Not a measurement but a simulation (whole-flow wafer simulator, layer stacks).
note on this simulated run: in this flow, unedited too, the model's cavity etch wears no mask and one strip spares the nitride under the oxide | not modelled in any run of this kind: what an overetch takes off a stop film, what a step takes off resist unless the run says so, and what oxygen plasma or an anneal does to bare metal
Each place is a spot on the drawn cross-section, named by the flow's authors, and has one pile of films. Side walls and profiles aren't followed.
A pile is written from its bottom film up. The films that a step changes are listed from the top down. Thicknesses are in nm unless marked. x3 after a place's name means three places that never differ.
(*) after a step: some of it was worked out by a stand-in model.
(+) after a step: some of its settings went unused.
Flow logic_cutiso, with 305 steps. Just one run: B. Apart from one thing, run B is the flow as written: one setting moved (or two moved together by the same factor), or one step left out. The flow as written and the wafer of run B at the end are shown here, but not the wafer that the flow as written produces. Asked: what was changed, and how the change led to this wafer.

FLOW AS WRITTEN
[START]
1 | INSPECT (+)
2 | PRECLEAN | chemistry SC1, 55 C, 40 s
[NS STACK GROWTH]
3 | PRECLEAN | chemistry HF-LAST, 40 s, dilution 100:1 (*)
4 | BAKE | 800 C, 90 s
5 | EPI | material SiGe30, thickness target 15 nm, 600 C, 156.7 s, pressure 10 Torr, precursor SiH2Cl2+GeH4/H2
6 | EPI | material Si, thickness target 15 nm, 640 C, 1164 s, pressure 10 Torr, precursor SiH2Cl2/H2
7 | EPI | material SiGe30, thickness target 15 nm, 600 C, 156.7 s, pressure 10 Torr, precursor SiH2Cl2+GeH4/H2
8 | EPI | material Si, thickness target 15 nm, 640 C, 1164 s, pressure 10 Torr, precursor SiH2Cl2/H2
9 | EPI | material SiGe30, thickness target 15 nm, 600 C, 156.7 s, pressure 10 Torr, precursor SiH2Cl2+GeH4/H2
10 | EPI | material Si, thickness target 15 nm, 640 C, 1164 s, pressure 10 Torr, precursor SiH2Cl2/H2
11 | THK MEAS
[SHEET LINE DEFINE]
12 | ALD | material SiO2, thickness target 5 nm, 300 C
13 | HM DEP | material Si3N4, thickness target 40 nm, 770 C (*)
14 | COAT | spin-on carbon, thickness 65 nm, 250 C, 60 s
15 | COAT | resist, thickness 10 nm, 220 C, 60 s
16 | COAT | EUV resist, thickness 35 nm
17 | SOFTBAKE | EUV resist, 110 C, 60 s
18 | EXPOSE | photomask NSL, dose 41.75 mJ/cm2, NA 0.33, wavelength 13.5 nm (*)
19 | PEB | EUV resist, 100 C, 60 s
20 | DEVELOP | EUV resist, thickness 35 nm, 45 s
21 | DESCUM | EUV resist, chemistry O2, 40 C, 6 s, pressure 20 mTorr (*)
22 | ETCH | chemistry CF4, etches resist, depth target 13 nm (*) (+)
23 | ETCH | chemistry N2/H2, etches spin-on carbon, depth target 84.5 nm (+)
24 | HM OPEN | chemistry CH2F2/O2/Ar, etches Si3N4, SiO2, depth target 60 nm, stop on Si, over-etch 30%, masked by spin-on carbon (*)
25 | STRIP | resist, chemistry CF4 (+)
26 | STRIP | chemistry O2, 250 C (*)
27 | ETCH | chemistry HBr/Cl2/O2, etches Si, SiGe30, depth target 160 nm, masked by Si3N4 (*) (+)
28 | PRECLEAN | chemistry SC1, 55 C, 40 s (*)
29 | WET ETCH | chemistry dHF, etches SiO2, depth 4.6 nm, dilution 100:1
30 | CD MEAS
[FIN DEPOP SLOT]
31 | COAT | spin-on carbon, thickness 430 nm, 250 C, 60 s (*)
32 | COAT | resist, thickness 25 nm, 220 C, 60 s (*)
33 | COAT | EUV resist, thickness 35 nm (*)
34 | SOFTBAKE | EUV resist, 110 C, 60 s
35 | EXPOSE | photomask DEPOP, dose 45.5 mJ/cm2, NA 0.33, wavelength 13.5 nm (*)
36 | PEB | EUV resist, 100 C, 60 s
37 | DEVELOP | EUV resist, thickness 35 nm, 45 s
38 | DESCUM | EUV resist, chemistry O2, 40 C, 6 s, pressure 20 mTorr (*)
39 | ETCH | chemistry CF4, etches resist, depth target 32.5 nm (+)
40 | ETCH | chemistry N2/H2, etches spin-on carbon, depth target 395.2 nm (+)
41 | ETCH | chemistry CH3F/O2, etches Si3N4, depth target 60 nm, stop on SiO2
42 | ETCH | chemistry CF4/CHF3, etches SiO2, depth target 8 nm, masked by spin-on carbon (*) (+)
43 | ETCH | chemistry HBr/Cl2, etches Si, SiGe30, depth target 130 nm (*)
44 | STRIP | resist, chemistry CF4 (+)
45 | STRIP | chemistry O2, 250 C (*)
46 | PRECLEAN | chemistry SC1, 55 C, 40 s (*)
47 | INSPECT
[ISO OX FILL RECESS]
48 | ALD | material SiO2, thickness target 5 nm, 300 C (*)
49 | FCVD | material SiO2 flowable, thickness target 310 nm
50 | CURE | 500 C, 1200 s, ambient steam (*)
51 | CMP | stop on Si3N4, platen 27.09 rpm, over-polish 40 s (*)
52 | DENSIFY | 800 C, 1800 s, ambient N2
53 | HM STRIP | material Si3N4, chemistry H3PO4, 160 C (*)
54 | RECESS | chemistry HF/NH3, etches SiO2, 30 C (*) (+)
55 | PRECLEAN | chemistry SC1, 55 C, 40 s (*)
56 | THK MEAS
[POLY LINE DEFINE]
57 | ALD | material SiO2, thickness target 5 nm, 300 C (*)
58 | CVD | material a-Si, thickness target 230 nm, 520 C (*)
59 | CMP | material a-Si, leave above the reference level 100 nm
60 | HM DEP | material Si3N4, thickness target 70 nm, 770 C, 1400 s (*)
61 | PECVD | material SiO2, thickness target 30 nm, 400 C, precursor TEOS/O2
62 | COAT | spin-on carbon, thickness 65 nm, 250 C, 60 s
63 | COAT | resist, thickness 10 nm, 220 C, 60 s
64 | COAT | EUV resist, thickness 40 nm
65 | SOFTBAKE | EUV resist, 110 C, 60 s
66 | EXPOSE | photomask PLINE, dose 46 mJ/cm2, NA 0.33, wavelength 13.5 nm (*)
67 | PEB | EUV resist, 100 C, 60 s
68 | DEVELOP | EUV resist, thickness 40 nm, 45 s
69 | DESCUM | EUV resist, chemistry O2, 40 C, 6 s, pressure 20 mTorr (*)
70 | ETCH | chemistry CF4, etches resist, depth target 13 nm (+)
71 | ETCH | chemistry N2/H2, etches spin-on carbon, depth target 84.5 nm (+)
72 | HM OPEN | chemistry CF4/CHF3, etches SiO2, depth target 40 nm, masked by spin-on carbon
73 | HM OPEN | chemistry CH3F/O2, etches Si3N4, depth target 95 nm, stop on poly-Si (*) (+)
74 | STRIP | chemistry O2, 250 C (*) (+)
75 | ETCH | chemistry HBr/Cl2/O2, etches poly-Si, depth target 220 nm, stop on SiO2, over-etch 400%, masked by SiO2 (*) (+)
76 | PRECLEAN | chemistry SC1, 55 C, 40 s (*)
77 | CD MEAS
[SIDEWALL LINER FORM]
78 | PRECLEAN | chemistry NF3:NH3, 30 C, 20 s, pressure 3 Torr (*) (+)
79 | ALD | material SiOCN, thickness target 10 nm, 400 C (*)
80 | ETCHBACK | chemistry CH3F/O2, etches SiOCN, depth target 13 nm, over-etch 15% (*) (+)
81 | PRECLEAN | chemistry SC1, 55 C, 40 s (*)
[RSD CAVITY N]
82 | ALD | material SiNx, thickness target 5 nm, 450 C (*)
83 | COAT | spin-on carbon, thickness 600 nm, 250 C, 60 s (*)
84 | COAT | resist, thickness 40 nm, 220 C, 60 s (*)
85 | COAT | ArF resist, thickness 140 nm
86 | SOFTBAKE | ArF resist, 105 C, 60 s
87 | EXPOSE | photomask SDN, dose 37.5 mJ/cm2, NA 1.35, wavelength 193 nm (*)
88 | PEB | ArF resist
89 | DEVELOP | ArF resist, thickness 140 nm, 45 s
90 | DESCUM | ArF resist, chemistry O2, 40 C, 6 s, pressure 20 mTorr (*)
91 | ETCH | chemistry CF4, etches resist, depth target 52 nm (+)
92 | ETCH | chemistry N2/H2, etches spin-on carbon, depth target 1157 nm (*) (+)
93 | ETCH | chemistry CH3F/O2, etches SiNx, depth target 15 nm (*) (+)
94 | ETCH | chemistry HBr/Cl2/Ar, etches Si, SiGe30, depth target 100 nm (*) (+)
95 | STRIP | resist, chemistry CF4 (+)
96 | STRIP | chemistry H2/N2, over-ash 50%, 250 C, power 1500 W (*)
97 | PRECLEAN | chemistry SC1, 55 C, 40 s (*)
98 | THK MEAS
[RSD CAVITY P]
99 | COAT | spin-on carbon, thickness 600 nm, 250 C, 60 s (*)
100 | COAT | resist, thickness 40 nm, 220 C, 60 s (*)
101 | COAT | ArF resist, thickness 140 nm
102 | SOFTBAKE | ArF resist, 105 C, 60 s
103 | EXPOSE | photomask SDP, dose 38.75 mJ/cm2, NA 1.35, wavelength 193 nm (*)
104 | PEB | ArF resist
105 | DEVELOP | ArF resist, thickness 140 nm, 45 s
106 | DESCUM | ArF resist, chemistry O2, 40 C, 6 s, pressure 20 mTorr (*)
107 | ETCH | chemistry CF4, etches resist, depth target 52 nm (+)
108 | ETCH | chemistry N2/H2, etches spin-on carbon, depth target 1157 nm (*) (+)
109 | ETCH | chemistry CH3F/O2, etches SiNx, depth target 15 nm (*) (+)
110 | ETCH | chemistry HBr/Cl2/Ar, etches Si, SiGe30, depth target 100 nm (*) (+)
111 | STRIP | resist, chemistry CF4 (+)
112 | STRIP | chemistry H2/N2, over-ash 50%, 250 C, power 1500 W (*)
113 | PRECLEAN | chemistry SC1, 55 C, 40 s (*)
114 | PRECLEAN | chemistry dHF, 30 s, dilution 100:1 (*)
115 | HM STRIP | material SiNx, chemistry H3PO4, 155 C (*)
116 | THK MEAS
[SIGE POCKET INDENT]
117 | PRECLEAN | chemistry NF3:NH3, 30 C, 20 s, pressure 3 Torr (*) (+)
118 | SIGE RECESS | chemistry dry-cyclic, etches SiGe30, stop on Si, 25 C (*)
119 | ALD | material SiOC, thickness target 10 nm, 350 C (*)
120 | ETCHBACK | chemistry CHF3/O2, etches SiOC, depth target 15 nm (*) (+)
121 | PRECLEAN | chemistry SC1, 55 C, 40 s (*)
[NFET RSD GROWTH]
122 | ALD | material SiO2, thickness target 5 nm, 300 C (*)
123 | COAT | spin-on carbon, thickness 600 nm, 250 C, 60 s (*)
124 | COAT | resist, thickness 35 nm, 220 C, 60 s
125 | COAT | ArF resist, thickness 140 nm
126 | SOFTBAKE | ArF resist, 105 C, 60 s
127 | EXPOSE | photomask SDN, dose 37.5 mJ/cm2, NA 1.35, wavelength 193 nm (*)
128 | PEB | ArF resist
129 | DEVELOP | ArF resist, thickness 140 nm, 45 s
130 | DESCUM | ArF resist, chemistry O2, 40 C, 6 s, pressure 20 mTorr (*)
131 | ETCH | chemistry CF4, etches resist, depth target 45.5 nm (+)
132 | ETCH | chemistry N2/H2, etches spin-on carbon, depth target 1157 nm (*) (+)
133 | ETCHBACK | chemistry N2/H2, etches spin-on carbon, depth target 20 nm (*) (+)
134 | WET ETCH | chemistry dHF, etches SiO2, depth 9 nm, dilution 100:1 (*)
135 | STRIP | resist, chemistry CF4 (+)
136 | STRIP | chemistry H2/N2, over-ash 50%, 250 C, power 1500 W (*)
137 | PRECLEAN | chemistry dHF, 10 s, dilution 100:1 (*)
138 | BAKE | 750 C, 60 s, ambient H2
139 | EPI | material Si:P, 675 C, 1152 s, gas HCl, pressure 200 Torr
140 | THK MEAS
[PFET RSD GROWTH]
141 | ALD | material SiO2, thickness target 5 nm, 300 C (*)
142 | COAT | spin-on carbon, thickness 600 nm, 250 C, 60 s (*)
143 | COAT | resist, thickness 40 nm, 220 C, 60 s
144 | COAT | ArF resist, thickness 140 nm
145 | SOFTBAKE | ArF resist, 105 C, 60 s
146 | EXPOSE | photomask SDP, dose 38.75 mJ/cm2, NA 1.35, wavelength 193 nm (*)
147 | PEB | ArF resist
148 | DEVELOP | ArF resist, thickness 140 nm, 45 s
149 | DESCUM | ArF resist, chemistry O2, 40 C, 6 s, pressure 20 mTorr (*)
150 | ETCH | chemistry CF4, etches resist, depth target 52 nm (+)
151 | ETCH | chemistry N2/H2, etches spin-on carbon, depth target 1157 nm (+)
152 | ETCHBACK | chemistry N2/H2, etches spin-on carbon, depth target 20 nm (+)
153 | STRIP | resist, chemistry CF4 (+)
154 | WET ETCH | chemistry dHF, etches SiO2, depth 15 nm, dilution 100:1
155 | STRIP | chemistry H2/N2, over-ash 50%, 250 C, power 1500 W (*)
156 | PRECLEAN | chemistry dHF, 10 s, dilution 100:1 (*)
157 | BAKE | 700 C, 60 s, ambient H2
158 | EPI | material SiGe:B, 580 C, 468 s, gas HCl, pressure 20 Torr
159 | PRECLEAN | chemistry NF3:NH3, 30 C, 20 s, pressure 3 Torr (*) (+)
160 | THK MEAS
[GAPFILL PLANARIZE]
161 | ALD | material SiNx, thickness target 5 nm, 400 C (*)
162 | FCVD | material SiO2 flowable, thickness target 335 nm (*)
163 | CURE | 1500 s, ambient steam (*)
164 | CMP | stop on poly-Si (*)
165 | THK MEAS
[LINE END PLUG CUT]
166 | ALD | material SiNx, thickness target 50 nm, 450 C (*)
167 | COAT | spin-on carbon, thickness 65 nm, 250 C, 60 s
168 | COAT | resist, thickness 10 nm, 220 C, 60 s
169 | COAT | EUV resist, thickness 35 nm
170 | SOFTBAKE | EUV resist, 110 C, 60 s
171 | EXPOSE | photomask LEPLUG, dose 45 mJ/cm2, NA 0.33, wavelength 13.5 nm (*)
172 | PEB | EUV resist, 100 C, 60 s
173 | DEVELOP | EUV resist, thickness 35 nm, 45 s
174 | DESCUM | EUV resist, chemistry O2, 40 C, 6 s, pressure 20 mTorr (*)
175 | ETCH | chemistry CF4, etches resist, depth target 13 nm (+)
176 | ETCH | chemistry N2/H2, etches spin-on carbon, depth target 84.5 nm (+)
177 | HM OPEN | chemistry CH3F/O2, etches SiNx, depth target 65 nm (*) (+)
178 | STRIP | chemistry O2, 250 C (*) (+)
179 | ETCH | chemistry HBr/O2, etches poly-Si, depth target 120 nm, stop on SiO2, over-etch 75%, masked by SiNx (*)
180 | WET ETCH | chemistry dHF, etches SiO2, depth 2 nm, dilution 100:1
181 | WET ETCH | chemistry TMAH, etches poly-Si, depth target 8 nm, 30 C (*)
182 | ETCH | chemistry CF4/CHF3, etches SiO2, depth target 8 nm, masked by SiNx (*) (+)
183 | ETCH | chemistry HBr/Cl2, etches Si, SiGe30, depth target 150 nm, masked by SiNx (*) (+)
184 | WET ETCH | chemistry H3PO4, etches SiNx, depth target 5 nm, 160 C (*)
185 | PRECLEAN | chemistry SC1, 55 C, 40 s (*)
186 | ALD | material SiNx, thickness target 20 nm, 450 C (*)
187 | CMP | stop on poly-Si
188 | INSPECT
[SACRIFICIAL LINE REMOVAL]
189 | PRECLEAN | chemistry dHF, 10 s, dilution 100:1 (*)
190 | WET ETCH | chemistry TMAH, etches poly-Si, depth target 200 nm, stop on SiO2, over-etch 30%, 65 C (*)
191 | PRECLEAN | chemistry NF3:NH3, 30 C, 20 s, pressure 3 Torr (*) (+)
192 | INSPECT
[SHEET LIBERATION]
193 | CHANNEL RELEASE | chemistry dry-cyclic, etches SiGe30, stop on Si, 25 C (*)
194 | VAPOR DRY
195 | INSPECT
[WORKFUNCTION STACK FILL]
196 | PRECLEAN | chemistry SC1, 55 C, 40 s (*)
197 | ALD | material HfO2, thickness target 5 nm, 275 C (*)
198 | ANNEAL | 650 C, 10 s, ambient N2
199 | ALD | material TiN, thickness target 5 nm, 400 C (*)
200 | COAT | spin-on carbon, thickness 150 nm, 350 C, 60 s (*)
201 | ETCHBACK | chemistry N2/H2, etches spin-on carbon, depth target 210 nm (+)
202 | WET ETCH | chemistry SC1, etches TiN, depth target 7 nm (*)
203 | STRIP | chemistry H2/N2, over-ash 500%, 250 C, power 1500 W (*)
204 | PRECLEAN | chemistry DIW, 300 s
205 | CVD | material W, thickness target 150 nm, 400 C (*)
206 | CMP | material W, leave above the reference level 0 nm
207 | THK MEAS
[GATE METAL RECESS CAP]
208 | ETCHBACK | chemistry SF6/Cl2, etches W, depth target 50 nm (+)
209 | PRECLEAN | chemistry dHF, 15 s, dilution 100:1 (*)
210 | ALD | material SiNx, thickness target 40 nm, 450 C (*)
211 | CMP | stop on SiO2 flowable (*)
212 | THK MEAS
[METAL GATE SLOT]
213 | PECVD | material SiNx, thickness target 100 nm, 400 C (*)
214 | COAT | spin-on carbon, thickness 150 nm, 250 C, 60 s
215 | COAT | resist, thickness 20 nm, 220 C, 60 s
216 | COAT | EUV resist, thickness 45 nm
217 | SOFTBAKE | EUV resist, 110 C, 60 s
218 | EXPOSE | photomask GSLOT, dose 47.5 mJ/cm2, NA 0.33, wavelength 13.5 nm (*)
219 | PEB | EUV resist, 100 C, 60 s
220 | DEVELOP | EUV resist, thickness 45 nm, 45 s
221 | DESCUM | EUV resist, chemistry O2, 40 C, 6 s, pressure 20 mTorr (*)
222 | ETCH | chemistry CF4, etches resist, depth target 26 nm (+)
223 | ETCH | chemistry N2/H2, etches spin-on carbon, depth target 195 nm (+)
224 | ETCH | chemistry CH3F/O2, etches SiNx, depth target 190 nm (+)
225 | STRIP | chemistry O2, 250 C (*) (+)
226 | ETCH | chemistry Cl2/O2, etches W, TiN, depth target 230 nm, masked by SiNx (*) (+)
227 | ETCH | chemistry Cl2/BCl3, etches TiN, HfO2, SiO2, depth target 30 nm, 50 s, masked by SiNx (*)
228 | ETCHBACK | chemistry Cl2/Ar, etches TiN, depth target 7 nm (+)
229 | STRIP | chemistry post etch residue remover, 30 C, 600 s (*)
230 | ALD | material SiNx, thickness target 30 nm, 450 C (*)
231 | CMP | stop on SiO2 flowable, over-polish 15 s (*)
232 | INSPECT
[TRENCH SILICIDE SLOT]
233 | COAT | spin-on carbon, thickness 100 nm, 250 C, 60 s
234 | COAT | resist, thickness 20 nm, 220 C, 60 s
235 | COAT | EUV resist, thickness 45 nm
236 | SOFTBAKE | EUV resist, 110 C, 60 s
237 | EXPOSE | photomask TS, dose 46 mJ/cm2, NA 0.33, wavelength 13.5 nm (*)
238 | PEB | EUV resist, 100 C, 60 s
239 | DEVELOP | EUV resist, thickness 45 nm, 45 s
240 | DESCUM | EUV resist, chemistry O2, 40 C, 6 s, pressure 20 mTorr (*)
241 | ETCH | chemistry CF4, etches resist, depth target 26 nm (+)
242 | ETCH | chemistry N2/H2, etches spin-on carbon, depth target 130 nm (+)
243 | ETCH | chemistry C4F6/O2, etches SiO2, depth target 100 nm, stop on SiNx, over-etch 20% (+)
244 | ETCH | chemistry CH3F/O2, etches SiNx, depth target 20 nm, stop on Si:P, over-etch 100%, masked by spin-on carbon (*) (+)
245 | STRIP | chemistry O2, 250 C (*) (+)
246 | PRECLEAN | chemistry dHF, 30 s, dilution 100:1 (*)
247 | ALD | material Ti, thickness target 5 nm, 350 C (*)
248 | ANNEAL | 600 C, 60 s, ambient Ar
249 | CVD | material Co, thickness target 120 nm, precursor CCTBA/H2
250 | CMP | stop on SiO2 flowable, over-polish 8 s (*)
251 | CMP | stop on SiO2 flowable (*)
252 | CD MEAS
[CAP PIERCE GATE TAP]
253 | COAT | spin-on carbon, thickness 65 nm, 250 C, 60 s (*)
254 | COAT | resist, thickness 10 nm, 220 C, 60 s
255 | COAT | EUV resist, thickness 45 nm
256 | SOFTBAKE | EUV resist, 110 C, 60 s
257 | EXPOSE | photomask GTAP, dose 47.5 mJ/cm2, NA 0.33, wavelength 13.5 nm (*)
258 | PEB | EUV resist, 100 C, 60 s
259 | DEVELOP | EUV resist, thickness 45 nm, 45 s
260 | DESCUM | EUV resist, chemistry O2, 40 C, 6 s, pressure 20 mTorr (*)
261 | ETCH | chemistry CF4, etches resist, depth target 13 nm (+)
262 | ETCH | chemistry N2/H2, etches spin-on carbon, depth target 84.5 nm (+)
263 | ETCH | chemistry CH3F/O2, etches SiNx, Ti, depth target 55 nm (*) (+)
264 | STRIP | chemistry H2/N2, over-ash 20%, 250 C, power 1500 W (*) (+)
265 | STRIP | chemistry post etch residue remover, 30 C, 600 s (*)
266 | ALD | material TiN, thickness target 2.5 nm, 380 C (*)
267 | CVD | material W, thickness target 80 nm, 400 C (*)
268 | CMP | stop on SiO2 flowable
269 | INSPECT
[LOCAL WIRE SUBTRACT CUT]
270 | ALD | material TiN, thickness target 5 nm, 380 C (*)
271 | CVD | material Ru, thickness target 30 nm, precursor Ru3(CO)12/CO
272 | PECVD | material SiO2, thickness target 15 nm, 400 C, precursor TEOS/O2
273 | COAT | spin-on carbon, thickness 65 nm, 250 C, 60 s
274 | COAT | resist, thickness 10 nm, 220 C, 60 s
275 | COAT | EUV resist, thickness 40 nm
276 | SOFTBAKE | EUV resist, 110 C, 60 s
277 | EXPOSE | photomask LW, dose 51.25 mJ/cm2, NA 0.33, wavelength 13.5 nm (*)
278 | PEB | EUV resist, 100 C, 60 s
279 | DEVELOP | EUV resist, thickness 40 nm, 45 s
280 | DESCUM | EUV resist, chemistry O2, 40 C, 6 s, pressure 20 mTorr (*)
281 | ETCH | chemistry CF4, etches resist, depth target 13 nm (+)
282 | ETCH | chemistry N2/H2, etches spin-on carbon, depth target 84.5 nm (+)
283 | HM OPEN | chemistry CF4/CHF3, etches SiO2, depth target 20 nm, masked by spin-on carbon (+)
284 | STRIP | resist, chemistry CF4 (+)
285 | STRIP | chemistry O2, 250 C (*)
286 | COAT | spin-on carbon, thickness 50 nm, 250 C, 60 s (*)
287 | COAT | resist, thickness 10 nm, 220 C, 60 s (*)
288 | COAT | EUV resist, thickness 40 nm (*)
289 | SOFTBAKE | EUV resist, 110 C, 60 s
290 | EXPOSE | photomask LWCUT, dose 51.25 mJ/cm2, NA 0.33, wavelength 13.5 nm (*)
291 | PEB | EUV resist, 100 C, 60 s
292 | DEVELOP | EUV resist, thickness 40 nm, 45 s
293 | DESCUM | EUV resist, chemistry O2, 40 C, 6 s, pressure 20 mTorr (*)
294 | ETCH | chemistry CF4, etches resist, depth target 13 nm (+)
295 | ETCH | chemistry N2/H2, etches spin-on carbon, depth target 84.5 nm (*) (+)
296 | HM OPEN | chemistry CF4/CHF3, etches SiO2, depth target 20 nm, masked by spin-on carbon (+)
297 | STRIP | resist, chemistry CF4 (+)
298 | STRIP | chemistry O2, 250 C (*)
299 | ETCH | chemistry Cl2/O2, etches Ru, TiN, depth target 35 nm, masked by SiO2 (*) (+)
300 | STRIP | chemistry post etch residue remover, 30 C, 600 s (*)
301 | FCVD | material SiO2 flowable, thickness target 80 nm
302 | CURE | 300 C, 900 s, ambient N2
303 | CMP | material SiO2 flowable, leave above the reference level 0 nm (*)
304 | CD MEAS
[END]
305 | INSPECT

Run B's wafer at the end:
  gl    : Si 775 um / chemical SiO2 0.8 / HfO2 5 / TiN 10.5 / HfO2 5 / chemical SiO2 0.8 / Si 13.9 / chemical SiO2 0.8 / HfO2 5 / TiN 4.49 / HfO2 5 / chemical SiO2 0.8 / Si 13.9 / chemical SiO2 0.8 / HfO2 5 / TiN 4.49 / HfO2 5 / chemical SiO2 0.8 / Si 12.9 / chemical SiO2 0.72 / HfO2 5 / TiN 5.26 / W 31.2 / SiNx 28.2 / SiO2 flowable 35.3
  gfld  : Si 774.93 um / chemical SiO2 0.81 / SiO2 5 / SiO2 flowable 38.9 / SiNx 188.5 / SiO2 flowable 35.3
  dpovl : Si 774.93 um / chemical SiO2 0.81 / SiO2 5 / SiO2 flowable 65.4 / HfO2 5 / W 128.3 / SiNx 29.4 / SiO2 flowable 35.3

Cause: step 5, EPI: thickness target 21 nm was run, though the flow has thickness target 15 nm; step 5, EPI: 219.4 s was run, where the flow has 156.7 s.

How this came from the change, step by step:
  5 | EPI | material SiGe30, thickness target 15 nm, 600 C, 156.7 s, pressure 10 Torr, precursor SiH2Cl2+GeH4/H2
      depop, dpovl, gfld and 19 more: +21 SiGe30 (new film) (in the flow as written it would be: +15 SiGe30 (new film))
  27 | ETCH | chemistry HBr/Cl2/O2, etches Si, SiGe30, depth target 160 nm, masked by Si3N4 (*) (+)
      gfld, gxf, iso, lnri: -0.79 chemical SiO2 (all of it), -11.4 Si (all of it), -15 SiGe30 (all of it), -15 Si (all of it), -15 SiGe30 (all of it), -15 Si (all of it), -21 SiGe30 (all of it), -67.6 Si (in the flow as written it would be: -0.79 chemical SiO2 (all of it), -11.4 Si (all of it), -15 SiGe30 (all of it), -15 Si (all of it), -15 SiGe30 (all of it), -15 Si (all of it), -15 SiGe30 (all of it), -73.6 Si)
      dpovl, nsgap: -0.79 chemical SiO2 (all of it), -11.8 Si (all of it), -15 SiGe30 (all of it), -15 Si (all of it), -15 SiGe30 (all of it), -15 Si (all of it), -21 SiGe30 (all of it), -67.2 Si (in the flow as written it would be: -0.79 chemical SiO2 (all of it), -11.8 Si (all of it), -15 SiGe30 (all of it), -15 Si (all of it), -15 SiGe30 (all of it), -15 Si (all of it), -15 SiGe30 (all of it), -73.2 Si)
      (as well as at 1 more place)
  43 | ETCH | chemistry HBr/Cl2, etches Si, SiGe30, depth target 130 nm (*)
      depop: -14 Si (all of it), -15 SiGe30 (all of it), -15 Si (all of it), -15 SiGe30 (all of it), -15 Si (all of it), -21 SiGe30 (all of it), -35 Si (in the flow as written it would be: -14 Si (all of it), -15 SiGe30 (all of it), -15 Si (all of it), -15 SiGe30 (all of it), -15 Si (all of it), -15 SiGe30 (all of it), -41 Si)
  94 | ETCH | chemistry HBr/Cl2/Ar, etches Si, SiGe30, depth target 100 nm (*) (+)
      rsdn, rsdx: -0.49 chemical SiO2 (all of it), -12.8 Si (all of it), -15 SiGe30 (all of it), -15 Si (all of it), -15 SiGe30 (all of it), -15 Si (all of it), -21 SiGe30 (all of it), -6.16 Si (in the flow as written it would be: -0.49 chemical SiO2 (all of it), -12.8 Si (all of it), -15 SiGe30 (all of it), -15 Si (all of it), -15 SiGe30 (all of it), -15 Si (all of it), -15 SiGe30 (all of it), -12.2 Si)
  110 | ETCH | chemistry HBr/Cl2/Ar, etches Si, SiGe30, depth target 100 nm (*) (+)
      rsdp, rsdw: -0.49 chemical SiO2 (all of it), -12.8 Si (all of it), -15 SiGe30 (all of it), -15 Si (all of it), -15 SiGe30 (all of it), -15 Si (all of it), -21 SiGe30 (all of it), -6.16 Si (in the flow as written it would be: -0.49 chemical SiO2 (all of it), -12.8 Si (all of it), -15 SiGe30 (all of it), -15 Si (all of it), -15 SiGe30 (all of it), -15 Si (all of it), -15 SiGe30 (all of it), -12.2 Si)
  118 | SIGE RECESS | chemistry dry-cyclic, etches SiGe30, stop on Si, 25 C (*)
      lnr, lnrp, lnrt: -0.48 SiOCN, -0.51 Si, +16 cavity (new film), -15 SiGe30 (all of it), -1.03 Si, +16 cavity (new film), -15 SiGe30 (all of it), -1.03 Si, +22 cavity (new film), -21 SiGe30 (all of it), -0.51 Si (in the flow as written it would be: -0.48 SiOCN, -0.51 Si, +16 cavity (new film), -15 SiGe30 (all of it), -1.03 Si, +16 cavity (new film), -15 SiGe30 (all of it), -1.03 Si, +16 cavity (new film), -15 SiGe30 (all of it), -0.51 Si)
  119 | ALD | material SiOC, thickness target 10 nm, 350 C (*)
      lnr, lnrp, lnrt: +10 SiOC (new film), +16 SiOC (new film), -16 cavity (all of it), +16 SiOC (new film), -16 cavity (all of it), +22 SiOC (new film), -22 cavity (all of it) (in the flow as written it would be: +10 SiOC (new film), +16 SiOC (new film), -16 cavity (all of it), +16 SiOC (new film), -16 cavity (all of it), +16 SiOC (new film), -16 cavity (all of it))
  183 | ETCH | chemistry HBr/Cl2, etches Si, SiGe30, depth target 150 nm, masked by SiNx (*) (+)
      plug: -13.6 Si (all of it), -15 SiGe30 (all of it), -15 Si (all of it), -15 SiGe30 (all of it), -15 Si (all of it), -21 SiGe30 (all of it), -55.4 Si (in the flow as written it would be: -13.6 Si (all of it), -15 SiGe30 (all of it), -15 Si (all of it), -15 SiGe30 (all of it), -15 Si (all of it), -15 SiGe30 (all of it), -61.4 Si)
  193 | CHANNEL RELEASE | chemistry dry-cyclic, etches SiGe30, stop on Si, 25 C (*)
      gl, glp, gxn, gxp, ns, tap: +0.8 chemical SiO2 (new film), -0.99 Si, +0.8 chemical SiO2 (new film), +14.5 cavity (new film), +0.8 chemical SiO2 (new film), -15 SiGe30 (all of it), -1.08 Si, +0.8 chemical SiO2 (new film), +14.5 cavity (new film), +0.8 chemical SiO2 (new film), -15 SiGe30 (all of it), -1.08 Si, +0.8 chemical SiO2 (new film), +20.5 cavity (new film), +0.8 chemical SiO2 (new film), -21 SiGe30 (all of it), -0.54 Si (in the flow as written it would be: +0.8 chemical SiO2 (new film), -0.99 Si, +0.8 chemical SiO2 (new film), +14.5 cavity (new film), +0.8 chemical SiO2 (new film), -15 SiGe30 (all of it), -1.08 Si, +0.8 chemical SiO2 (new film), +14.5 cavity (new film), +0.8 chemical SiO2 (new film), -15 SiGe30 (all of it), -1.08 Si, +0.8 chemical SiO2 (new film), +14.5 cavity (new film), +0.8 chemical SiO2 (new film), -15 SiGe30 (all of it), -0.54 Si)
  199 | ALD | material TiN, thickness target 5 nm, 400 C (*)
      gl, glp, tap: +5.26 TiN (new film), +4.49 TiN (new film), -4.49 cavity (all of it), +4.49 TiN (new film), -4.49 cavity (all of it), +10.5 TiN (new film), -10.5 cavity (all of it) (in the flow as written it would be: +5.26 TiN (new film), +4.49 TiN (new film), -4.49 cavity (all of it), +4.49 TiN (new film), -4.49 cavity (all of it), +4.49 TiN (new film), -4.49 cavity (all of it))
      gxn, gxp, ns: +5 TiN (new film), +4.49 TiN (new film), -4.49 cavity (all of it), +4.49 TiN (new film), -4.49 cavity (all of it), +10.5 TiN (new film), -10.5 cavity (all of it) (in the flow as written it would be: +5 TiN (new film), +4.49 TiN (new film), -4.49 cavity (all of it), +4.49 TiN (new film), -4.49 cavity (all of it), +4.49 TiN (new film), -4.49 cavity (all of it))
